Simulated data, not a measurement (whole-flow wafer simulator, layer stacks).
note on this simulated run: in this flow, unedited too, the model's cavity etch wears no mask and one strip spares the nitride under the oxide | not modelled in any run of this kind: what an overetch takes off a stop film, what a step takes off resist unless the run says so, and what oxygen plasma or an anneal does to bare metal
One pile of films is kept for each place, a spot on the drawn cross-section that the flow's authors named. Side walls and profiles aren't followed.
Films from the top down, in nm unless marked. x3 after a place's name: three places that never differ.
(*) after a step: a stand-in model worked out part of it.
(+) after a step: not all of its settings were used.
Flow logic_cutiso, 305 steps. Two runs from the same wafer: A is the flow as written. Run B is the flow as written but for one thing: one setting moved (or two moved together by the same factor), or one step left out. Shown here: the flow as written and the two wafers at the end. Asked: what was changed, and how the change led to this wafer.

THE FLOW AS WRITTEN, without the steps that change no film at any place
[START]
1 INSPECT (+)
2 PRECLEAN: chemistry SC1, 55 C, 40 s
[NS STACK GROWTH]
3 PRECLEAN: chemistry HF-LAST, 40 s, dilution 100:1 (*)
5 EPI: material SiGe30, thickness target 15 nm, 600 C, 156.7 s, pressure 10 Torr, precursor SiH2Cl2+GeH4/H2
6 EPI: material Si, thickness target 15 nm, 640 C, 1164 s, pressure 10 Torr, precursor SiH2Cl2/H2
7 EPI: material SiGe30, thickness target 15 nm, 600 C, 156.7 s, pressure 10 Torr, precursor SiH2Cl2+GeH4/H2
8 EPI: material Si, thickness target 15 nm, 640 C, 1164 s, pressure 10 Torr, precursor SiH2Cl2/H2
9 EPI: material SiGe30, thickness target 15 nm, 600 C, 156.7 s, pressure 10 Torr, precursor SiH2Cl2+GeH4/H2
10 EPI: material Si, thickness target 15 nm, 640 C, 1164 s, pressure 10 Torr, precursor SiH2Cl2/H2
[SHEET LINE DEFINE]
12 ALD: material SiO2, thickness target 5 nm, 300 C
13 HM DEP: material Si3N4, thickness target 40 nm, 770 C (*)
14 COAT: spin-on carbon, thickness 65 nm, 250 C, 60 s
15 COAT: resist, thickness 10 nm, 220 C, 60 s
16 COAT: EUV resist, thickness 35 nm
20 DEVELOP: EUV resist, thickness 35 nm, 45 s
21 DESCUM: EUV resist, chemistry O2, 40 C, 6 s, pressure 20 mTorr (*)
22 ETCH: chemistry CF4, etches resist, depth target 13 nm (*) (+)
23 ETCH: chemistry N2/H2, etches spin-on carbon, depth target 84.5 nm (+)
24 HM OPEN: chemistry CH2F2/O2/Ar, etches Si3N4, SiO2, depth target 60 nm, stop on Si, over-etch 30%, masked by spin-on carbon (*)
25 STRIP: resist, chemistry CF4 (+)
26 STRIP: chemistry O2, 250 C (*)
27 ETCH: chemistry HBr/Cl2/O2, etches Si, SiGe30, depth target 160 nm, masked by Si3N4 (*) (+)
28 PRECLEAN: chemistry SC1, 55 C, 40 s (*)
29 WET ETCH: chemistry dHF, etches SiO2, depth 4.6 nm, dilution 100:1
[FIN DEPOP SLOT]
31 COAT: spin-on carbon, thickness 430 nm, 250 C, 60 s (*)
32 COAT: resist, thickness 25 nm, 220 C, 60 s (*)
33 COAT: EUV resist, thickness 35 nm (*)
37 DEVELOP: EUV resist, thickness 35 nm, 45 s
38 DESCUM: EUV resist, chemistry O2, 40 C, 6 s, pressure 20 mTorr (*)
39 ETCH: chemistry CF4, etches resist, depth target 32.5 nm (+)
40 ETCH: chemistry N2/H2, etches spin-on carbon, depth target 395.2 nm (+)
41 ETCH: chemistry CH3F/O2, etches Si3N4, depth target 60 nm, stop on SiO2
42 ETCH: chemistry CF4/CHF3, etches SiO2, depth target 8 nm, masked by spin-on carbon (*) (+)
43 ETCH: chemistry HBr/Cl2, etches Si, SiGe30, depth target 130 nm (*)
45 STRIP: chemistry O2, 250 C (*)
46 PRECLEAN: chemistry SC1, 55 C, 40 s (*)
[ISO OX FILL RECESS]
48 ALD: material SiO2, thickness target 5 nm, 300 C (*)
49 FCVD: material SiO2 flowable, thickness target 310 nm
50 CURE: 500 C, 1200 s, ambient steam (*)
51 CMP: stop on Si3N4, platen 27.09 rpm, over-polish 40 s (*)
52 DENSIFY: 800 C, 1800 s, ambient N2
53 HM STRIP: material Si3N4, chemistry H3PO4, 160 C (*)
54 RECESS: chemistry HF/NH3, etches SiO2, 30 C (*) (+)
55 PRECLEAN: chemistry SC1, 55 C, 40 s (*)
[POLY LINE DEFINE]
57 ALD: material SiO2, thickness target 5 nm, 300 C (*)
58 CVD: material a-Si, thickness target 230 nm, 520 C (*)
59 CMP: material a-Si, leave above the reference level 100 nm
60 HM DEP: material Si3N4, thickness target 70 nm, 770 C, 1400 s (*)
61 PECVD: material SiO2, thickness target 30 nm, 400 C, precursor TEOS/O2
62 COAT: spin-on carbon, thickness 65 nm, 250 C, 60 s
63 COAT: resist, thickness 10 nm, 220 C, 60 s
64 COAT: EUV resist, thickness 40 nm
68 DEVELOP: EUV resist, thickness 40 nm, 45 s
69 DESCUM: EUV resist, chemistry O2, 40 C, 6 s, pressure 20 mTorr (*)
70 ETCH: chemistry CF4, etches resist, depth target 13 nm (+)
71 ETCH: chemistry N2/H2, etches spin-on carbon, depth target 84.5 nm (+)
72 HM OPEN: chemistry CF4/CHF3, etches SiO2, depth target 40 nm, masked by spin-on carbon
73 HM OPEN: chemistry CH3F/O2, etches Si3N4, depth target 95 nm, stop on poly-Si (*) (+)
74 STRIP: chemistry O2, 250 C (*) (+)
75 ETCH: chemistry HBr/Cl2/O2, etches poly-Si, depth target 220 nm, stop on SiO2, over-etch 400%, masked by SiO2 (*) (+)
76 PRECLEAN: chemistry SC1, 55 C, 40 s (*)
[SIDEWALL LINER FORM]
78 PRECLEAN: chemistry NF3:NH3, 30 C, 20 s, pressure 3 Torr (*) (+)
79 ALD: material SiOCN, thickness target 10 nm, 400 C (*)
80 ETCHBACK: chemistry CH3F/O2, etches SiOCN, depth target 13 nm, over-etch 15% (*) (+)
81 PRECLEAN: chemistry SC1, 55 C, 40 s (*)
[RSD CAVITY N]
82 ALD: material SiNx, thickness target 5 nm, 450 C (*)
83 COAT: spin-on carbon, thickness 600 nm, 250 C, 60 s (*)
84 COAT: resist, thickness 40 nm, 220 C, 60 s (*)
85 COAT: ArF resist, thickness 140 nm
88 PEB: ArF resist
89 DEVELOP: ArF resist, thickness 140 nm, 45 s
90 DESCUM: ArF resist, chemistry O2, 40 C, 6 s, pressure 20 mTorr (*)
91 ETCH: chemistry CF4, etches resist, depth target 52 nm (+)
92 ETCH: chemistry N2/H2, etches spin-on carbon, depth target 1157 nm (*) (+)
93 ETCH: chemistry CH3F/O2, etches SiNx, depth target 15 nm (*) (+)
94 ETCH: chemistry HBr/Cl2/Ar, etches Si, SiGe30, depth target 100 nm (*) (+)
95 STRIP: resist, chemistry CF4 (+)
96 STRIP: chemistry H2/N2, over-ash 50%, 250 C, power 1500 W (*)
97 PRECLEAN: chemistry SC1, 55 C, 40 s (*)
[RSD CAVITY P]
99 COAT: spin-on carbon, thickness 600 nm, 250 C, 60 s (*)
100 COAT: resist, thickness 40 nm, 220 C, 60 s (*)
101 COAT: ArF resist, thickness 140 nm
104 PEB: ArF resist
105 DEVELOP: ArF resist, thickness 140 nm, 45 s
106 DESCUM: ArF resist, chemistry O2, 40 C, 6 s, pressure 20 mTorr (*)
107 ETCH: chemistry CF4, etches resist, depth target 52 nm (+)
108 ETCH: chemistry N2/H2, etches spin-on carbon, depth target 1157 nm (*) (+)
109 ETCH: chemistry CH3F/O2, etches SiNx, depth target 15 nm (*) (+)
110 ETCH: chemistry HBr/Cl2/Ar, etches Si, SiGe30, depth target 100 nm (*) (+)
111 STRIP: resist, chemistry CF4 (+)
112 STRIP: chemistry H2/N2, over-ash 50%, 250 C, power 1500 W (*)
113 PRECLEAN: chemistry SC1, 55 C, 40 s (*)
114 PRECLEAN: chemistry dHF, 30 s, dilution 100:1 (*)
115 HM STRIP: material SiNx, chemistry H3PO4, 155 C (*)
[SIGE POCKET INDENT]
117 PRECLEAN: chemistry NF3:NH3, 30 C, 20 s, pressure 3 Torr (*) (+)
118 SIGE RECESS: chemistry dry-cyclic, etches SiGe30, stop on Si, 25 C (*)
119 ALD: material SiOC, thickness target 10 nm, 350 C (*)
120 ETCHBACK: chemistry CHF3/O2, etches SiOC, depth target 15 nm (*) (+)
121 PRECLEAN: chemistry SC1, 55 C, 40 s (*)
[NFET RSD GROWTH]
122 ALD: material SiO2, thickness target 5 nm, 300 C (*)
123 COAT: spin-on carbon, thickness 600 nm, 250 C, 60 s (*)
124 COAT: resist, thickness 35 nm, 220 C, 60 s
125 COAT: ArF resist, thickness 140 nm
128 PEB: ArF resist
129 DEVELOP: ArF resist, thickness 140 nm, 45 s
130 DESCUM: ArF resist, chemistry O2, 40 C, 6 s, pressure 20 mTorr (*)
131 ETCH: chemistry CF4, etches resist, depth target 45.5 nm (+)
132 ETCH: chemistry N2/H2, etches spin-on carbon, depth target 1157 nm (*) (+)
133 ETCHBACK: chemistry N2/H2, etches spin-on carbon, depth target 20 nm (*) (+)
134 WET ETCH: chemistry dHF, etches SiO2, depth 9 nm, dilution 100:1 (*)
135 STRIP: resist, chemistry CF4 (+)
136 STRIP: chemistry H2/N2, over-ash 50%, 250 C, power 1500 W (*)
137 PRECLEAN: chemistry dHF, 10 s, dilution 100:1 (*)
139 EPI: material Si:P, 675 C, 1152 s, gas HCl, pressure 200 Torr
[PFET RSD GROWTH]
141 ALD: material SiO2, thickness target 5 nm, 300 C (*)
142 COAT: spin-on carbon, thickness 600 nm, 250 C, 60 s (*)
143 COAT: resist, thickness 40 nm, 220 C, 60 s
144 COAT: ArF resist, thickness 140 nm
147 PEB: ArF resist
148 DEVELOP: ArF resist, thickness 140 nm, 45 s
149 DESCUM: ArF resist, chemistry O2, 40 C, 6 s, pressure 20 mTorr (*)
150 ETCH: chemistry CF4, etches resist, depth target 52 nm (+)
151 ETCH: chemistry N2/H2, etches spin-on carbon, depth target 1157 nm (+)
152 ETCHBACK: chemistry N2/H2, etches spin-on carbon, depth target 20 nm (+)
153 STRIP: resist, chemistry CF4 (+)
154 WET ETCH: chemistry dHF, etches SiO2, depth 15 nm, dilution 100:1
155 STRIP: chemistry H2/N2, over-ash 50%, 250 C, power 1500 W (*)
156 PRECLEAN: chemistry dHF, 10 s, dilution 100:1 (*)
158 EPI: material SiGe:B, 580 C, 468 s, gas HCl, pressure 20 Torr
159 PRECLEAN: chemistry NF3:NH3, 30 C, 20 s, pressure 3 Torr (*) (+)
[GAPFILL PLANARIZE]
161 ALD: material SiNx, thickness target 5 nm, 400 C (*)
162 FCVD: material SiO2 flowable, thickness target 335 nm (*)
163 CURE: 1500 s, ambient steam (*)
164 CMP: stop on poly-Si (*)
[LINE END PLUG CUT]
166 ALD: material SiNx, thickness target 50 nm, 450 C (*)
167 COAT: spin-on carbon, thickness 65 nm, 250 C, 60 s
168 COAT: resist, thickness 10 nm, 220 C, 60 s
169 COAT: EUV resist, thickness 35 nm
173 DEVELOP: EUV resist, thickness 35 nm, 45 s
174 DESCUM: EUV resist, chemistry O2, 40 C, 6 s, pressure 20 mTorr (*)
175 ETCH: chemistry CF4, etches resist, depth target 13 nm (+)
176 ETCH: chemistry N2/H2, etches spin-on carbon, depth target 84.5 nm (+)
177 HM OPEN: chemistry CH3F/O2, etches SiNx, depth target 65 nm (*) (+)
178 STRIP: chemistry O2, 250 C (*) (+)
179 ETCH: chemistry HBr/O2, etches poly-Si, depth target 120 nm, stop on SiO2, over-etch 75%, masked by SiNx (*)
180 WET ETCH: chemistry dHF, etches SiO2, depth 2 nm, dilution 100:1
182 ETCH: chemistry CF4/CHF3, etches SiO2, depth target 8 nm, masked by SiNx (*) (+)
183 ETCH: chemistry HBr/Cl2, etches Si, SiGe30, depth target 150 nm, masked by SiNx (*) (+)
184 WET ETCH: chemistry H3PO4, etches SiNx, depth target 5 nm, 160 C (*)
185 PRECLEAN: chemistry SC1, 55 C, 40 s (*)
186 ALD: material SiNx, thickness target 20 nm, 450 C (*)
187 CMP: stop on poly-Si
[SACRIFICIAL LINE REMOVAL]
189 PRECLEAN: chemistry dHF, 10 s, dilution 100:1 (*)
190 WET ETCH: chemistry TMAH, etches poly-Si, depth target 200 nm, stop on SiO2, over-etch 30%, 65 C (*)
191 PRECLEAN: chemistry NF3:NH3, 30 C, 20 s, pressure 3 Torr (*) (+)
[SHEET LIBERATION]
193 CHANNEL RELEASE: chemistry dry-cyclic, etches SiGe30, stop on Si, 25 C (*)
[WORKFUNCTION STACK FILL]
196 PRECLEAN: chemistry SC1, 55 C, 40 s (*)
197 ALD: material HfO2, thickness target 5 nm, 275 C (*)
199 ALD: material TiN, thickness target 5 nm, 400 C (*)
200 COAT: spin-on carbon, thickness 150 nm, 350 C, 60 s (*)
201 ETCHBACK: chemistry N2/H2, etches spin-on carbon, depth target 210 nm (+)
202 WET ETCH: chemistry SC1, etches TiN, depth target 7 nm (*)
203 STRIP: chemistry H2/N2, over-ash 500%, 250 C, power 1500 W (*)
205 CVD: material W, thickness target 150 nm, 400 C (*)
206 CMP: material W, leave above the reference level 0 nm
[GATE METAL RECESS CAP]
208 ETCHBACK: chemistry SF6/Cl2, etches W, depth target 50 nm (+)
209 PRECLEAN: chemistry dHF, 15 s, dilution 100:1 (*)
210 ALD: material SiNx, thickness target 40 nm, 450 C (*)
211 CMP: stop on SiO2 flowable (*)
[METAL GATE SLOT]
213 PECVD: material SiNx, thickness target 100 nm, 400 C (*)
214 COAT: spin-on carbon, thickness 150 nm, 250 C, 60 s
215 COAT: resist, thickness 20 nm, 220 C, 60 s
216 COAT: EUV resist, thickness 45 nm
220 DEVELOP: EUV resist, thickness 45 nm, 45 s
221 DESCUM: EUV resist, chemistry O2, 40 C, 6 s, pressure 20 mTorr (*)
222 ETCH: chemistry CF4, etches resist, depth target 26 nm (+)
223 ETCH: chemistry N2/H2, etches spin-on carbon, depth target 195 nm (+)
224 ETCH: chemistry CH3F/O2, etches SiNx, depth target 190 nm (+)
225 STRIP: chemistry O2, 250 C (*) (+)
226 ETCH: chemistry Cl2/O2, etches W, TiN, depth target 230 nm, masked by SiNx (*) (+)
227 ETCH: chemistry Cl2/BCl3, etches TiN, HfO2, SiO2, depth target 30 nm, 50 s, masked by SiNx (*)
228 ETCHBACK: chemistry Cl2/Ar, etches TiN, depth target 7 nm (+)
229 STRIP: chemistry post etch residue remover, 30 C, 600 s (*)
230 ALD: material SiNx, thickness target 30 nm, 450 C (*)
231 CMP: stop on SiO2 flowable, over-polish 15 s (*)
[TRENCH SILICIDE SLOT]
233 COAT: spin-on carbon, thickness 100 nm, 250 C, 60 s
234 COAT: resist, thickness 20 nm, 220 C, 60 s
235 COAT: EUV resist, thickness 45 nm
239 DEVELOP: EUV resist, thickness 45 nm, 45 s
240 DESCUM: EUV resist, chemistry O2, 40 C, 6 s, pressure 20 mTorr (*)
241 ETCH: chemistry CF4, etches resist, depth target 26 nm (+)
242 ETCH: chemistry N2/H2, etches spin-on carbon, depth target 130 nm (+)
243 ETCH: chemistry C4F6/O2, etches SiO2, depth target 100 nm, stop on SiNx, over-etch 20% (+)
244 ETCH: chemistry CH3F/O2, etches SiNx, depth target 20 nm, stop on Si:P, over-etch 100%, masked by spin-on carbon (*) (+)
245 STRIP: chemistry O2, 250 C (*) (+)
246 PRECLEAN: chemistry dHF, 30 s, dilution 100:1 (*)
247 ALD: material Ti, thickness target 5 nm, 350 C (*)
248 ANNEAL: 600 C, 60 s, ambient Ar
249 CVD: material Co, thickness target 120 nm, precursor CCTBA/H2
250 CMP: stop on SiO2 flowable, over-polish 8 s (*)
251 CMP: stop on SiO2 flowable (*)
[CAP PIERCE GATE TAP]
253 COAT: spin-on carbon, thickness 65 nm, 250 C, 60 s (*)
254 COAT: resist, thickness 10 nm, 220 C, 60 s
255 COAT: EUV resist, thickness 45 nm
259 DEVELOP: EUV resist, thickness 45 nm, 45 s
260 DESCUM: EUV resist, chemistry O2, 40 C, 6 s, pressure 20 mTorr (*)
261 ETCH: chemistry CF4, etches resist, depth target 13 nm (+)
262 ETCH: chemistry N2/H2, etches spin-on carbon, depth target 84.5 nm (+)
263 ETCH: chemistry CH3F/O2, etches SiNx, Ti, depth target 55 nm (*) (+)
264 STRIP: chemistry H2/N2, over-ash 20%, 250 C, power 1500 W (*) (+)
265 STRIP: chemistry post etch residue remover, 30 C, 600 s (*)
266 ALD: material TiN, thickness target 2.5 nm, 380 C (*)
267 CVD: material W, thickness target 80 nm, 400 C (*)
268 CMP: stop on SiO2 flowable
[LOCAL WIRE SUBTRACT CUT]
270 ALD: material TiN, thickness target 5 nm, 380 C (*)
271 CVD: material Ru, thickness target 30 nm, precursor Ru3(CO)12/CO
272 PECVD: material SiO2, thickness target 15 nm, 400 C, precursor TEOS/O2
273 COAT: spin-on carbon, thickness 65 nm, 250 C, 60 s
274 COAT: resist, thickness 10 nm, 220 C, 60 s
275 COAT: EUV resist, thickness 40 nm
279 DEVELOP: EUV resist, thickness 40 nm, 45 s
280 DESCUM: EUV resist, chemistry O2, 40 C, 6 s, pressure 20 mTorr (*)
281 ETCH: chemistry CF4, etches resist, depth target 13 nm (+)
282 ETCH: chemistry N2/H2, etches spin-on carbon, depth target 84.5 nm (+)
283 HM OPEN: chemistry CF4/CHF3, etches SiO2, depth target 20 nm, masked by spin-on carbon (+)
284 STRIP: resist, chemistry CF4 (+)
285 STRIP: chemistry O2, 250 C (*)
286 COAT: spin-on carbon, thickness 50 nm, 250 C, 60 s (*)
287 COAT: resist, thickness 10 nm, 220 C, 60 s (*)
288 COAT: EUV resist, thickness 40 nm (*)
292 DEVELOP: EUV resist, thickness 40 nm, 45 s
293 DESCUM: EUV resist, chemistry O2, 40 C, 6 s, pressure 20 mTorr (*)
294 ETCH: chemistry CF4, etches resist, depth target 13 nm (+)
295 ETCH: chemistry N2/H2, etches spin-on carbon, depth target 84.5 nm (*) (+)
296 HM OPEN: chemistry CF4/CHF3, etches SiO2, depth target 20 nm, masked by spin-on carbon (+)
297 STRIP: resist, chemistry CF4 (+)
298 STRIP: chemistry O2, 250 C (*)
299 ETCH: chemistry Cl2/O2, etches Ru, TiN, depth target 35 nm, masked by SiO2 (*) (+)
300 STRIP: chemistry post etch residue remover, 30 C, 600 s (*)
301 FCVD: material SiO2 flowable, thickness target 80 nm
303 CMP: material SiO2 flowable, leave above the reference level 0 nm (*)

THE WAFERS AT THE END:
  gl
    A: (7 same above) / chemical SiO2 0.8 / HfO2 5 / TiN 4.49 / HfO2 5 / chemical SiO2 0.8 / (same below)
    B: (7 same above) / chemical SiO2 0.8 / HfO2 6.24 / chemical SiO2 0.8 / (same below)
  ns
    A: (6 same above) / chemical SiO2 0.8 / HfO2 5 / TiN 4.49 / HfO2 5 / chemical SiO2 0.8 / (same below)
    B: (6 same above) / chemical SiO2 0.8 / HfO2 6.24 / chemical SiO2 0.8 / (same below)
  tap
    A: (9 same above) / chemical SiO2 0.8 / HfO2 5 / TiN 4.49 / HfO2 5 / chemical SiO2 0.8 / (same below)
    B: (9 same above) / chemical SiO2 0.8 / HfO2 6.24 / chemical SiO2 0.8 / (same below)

The cause: step 9, EPI: thickness target 6.8 nm was run, where the flow has thickness target 15 nm; step 9, EPI: 70.5 s was run, where the flow has 156.7 s.

How the change led to this, step by step:
  9 EPI: material SiGe30, thickness target 15 nm, 600 C, 156.7 s, pressure 10 Torr, precursor SiH2Cl2+GeH4/H2
      depop, dpovl, gfld and 19 more: A SiGe30 +15 (new film) | B SiGe30 +6.75 (new film)
  27 ETCH: chemistry HBr/Cl2/O2, etches Si, SiGe30, depth target 160 nm, masked by Si3N4 (*) (+)
      gfld, gxf, iso, lnri: A chemical SiO2 -0.79 (all of it), Si -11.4 (all of it), SiGe30 -15 (all of it), Si -15 (all of it), SiGe30 -15 (all of it), Si -15 (all of it), SiGe30 -15 (all of it), Si -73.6 | B chemical SiO2 -0.79 (all of it), Si -11.4 (all of it), SiGe30 -6.75 (all of it), Si -15 (all of it), SiGe30 -15 (all of it), Si -15 (all of it), SiGe30 -15 (all of it), Si -81.9
      dpovl, nsgap: A chemical SiO2 -0.79 (all of it), Si -11.8 (all of it), SiGe30 -15 (all of it), Si -15 (all of it), SiGe30 -15 (all of it), Si -15 (all of it), SiGe30 -15 (all of it), Si -73.2 | B chemical SiO2 -0.79 (all of it), Si -11.8 (all of it), SiGe30 -6.75 (all of it), Si -15 (all of it), SiGe30 -15 (all of it), Si -15 (all of it), SiGe30 -15 (all of it), Si -81.5
      (and at 1 more place)
  43 ETCH: chemistry HBr/Cl2, etches Si, SiGe30, depth target 130 nm (*)
      depop: A Si -14 (all of it), SiGe30 -15 (all of it), Si -15 (all of it), SiGe30 -15 (all of it), Si -15 (all of it), SiGe30 -15 (all of it), Si -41 | B Si -14 (all of it), SiGe30 -6.75 (all of it), Si -15 (all of it), SiGe30 -15 (all of it), Si -15 (all of it), SiGe30 -15 (all of it), Si -49.2
  94 ETCH: chemistry HBr/Cl2/Ar, etches Si, SiGe30, depth target 100 nm (*) (+)
      rsdn, rsdx: A chemical SiO2 -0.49 (all of it), Si -12.8 (all of it), SiGe30 -15 (all of it), Si -15 (all of it), SiGe30 -15 (all of it), Si -15 (all of it), SiGe30 -15 (all of it), Si -12.2 | B chemical SiO2 -0.49 (all of it), Si -12.8 (all of it), SiGe30 -6.75 (all of it), Si -15 (all of it), SiGe30 -15 (all of it), Si -15 (all of it), SiGe30 -15 (all of it), Si -20.4
  110 ETCH: chemistry HBr/Cl2/Ar, etches Si, SiGe30, depth target 100 nm (*) (+)
      rsdp, rsdw: A chemical SiO2 -0.49 (all of it), Si -12.8 (all of it), SiGe30 -15 (all of it), Si -15 (all of it), SiGe30 -15 (all of it), Si -15 (all of it), SiGe30 -15 (all of it), Si -12.2 | B chemical SiO2 -0.49 (all of it), Si -12.8 (all of it), SiGe30 -6.75 (all of it), Si -15 (all of it), SiGe30 -15 (all of it), Si -15 (all of it), SiGe30 -15 (all of it), Si -20.4
  118 SIGE RECESS: chemistry dry-cyclic, etches SiGe30, stop on Si, 25 C (*)
      lnr, lnrp, lnrt: A SiOCN -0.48, Si -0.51, cavity +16 (new film), SiGe30 -15 (all of it), Si -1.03, cavity +16 (new film), SiGe30 -15 (all of it), Si -1.03, cavity +16 (new film), SiGe30 -15 (all of it), Si -0.51 | B SiOCN -0.48, Si -0.51, cavity +7.78 (new film), SiGe30 -6.75 (all of it), Si -1.03, cavity +16 (new film), SiGe30 -15 (all of it), Si -1.03, cavity +16 (new film), SiGe30 -15 (all of it), Si -0.51
  119 ALD: material SiOC, thickness target 10 nm, 350 C (*)
      lnr, lnrp, lnrt: A SiOC +10 (new film), SiOC +16 (new film), cavity -16 (all of it), SiOC +16 (new film), cavity -16 (all of it), SiOC +16 (new film), cavity -16 (all of it) | B SiOC +10 (new film), SiOC +7.78 (new film), cavity -7.78 (all of it), SiOC +16 (new film), cavity -16 (all of it), SiOC +16 (new film), cavity -16 (all of it)
  183 ETCH: chemistry HBr/Cl2, etches Si, SiGe30, depth target 150 nm, masked by SiNx (*) (+)
      plug: A Si -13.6 (all of it), SiGe30 -15 (all of it), Si -15 (all of it), SiGe30 -15 (all of it), Si -15 (all of it), SiGe30 -15 (all of it), Si -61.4 | B Si -13.6 (all of it), SiGe30 -6.75 (all of it), Si -15 (all of it), SiGe30 -15 (all of it), Si -15 (all of it), SiGe30 -15 (all of it), Si -69.7
  193 CHANNEL RELEASE: chemistry dry-cyclic, etches SiGe30, stop on Si, 25 C (*)
      gl, glp, gxn, gxp, ns, tap: A chemical SiO2 +0.8 (new film), Si -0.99, chemical SiO2 +0.8 (new film), cavity +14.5 (new film), chemical SiO2 +0.8 (new film), SiGe30 -15 (all of it), Si -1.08, chemical SiO2 +0.8 (new film), cavity +14.5 (new film), chemical SiO2 +0.8 (new film), SiGe30 -15 (all of it), Si -1.08, chemical SiO2 +0.8 (new film), cavity +14.5 (new film), chemical SiO2 +0.8 (new film), SiGe30 -15 (all of it), Si -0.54 | B chemical SiO2 +0.8 (new film), Si -0.99, chemical SiO2 +0.8 (new film), cavity +6.24 (new film), chemical SiO2 +0.8 (new film), SiGe30 -6.75 (all of it), Si -1.08, chemical SiO2 +0.8 (new film), cavity +14.5 (new film), chemical SiO2 +0.8 (new film), SiGe30 -15 (all of it), Si -1.08, chemical SiO2 +0.8 (new film), cavity +14.5 (new film), chemical SiO2 +0.8 (new film), SiGe30 -15 (all of it), Si -0.54
  197 ALD: material HfO2, thickness target 5 nm, 275 C (*)
      gl, glp, gxn, gxp, ns, tap: A HfO2 +5 (new film), HfO2 +5 (new film), cavity -10, HfO2 +5 (new film), HfO2 +5 (new film), cavity -10, HfO2 +5 (new film), HfO2 +5 (new film), cavity -10, HfO2 +5 (new film) | B HfO2 +5 (new film), HfO2 +6.24 (new film), cavity -6.24 (all of it), HfO2 +5 (new film), cavity -10, HfO2 +5 (new film), HfO2 +5 (new film), cavity -10, HfO2 +5 (new film)
  199 ALD: material TiN, thickness target 5 nm, 400 C (*)
      gl, glp, tap: A TiN +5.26 (new film), TiN +4.49 (new film), cavity -4.49 (all of it), TiN +4.49 (new film), cavity -4.49 (all of it), TiN +4.49 (new film), cavity -4.49 (all of it) | B TiN +5.26 (new film), TiN +4.49 (new film), cavity -4.49 (all of it), TiN +4.49 (new film), cavity -4.49 (all of it)
      gxn, gxp, ns: A TiN +5 (new film), TiN +4.49 (new film), cavity -4.49 (all of it), TiN +4.49 (new film), cavity -4.49 (all of it), TiN +4.49 (new film), cavity -4.49 (all of it) | B TiN +5 (new film), TiN +4.49 (new film), cavity -4.49 (all of it), TiN +4.49 (new film), cavity -4.49 (all of it)
Counting metal films that touch as one body, gl has 3 bodies (between them, from the top down: HfO2 5 / chemical SiO2 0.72 / Si 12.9 / chemical SiO2 0.8 / HfO2 6.24 / chemical SiO2 0.8 / Si 13.9 / chemical SiO2 0.8 / HfO2 5; HfO2 5 / chemical SiO2 0.8 / Si 13.9 / chemical SiO2 0.8 / HfO2 5); the flow as written gives 4 bodies (between them, from the top down: HfO2 5 / chemical SiO2 0.72 / Si 12.9 / chemical SiO2 0.8 / HfO2 5; HfO2 5 / chemical SiO2 0.8 / Si 13.9 / chemical SiO2 0.8 / HfO2 5; HfO2 5 / chemical SiO2 0.8 / Si 13.9 / chemical SiO2 0.8 / HfO2 5).
Counting metal films that touch as one body, ns has 3 bodies (between them, from the top down: HfO2 5 / chemical SiO2 0.72 / Si 12.9 / chemical SiO2 0.8 / HfO2 6.24 / chemical SiO2 0.8 / Si 13.9 / chemical SiO2 0.8 / HfO2 5; HfO2 5 / chemical SiO2 0.8 / Si 13.9 / chemical SiO2 0.8 / HfO2 5); the flow as written gives 4 bodies (between them, from the top down: HfO2 5 / chemical SiO2 0.72 / Si 12.9 / chemical SiO2 0.8 / HfO2 5; HfO2 5 / chemical SiO2 0.8 / Si 13.9 / chemical SiO2 0.8 / HfO2 5; HfO2 5 / chemical SiO2 0.8 / Si 13.9 / chemical SiO2 0.8 / HfO2 5).
Counting metal films that touch as one body, tap has 3 bodies (between them, from the top down: HfO2 5 / chemical SiO2 0.72 / Si 12.9 / chemical SiO2 0.8 / HfO2 6.24 / chemical SiO2 0.8 / Si 13.9 / chemical SiO2 0.8 / HfO2 5; HfO2 5 / chemical SiO2 0.8 / Si 13.9 / chemical SiO2 0.8 / HfO2 5); the flow as written gives 4 bodies (between them, from the top down: HfO2 5 / chemical SiO2 0.72 / Si 12.9 / chemical SiO2 0.8 / HfO2 5; HfO2 5 / chemical SiO2 0.8 / Si 13.9 / chemical SiO2 0.8 / HfO2 5; HfO2 5 / chemical SiO2 0.8 / Si 13.9 / chemical SiO2 0.8 / HfO2 5).
